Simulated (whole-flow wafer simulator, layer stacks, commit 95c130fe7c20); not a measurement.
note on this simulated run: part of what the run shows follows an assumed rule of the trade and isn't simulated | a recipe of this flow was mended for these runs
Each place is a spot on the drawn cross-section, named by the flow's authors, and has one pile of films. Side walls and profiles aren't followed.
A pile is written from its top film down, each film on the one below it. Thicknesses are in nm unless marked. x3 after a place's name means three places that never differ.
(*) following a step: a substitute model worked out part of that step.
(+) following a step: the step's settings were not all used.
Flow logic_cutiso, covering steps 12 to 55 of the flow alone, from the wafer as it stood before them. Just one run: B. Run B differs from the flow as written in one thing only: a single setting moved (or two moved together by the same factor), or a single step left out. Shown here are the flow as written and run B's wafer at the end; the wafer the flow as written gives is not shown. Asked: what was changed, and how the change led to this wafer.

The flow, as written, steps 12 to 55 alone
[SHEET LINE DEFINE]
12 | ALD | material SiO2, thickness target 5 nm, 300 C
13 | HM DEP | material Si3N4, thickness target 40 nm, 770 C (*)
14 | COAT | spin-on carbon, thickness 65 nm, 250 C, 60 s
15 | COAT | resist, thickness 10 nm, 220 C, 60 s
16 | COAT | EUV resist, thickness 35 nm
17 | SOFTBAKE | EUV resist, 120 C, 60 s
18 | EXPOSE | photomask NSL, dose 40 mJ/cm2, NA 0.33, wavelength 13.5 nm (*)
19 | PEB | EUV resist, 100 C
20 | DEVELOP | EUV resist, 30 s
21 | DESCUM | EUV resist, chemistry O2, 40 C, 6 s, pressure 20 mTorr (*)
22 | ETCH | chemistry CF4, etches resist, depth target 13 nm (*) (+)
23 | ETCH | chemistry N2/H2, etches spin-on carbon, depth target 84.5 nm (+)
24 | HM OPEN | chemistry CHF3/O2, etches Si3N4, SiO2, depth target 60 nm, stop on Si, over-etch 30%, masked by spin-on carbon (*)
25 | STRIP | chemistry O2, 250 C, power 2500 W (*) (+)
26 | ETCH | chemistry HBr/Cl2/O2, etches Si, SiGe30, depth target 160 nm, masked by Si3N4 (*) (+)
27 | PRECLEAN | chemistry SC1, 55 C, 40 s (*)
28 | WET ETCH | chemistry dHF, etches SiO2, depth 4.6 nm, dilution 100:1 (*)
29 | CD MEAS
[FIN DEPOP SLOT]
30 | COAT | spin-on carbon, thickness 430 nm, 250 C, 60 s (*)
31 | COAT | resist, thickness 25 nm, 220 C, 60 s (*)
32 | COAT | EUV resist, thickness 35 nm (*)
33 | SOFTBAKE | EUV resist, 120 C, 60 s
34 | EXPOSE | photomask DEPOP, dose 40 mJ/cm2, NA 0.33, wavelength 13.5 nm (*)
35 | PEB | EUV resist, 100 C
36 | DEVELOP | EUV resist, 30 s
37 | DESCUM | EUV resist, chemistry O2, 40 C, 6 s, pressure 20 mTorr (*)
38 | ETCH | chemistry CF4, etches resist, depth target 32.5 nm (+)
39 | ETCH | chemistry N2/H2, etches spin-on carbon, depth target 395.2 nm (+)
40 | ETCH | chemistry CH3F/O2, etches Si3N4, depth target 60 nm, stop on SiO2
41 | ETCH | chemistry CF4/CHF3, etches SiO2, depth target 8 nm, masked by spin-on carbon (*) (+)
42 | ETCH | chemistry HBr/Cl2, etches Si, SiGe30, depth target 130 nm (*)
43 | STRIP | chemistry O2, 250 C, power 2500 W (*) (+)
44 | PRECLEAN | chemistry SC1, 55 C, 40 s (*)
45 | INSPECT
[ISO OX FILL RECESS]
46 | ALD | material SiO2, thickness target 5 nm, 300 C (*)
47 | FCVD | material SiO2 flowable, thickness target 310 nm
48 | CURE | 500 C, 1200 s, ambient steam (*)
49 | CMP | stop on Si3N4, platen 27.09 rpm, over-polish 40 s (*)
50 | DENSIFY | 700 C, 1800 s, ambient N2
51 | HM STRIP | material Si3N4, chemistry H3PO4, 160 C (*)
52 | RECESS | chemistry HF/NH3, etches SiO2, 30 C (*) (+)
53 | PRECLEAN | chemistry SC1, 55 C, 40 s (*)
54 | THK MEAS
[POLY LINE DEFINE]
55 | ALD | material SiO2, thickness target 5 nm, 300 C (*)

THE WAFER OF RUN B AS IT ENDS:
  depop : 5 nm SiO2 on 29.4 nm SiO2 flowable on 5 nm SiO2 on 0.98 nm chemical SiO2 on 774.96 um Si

What caused this: step 41, ETCH: depth target 5.1 nm was run, though the flow has depth target 8 nm.

How this came from the change, step by step:
  41 | ETCH | chemistry CF4/CHF3, etches SiO2, depth target 8 nm, masked by spin-on carbon (*) (+)
      gfld: -5.1 resist (as written it would have been: -7.79 resist (all of it), -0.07 spin-on carbon)
      gl: -5.1 resist (as written it would have been: -6.59 resist (all of it), -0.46 spin-on carbon)
      (and at 20 other places as well)
  42 | ETCH | chemistry HBr/Cl2, etches Si, SiGe30, depth target 130 nm (*)
      gfld: -2.69 resist (all of it), -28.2 spin-on carbon (as written it would have been: -32 spin-on carbon)
      gl: -1.49 resist (all of it), -29.9 spin-on carbon (as written it would have been: -32 spin-on carbon)
      (and at 17 other places as well)
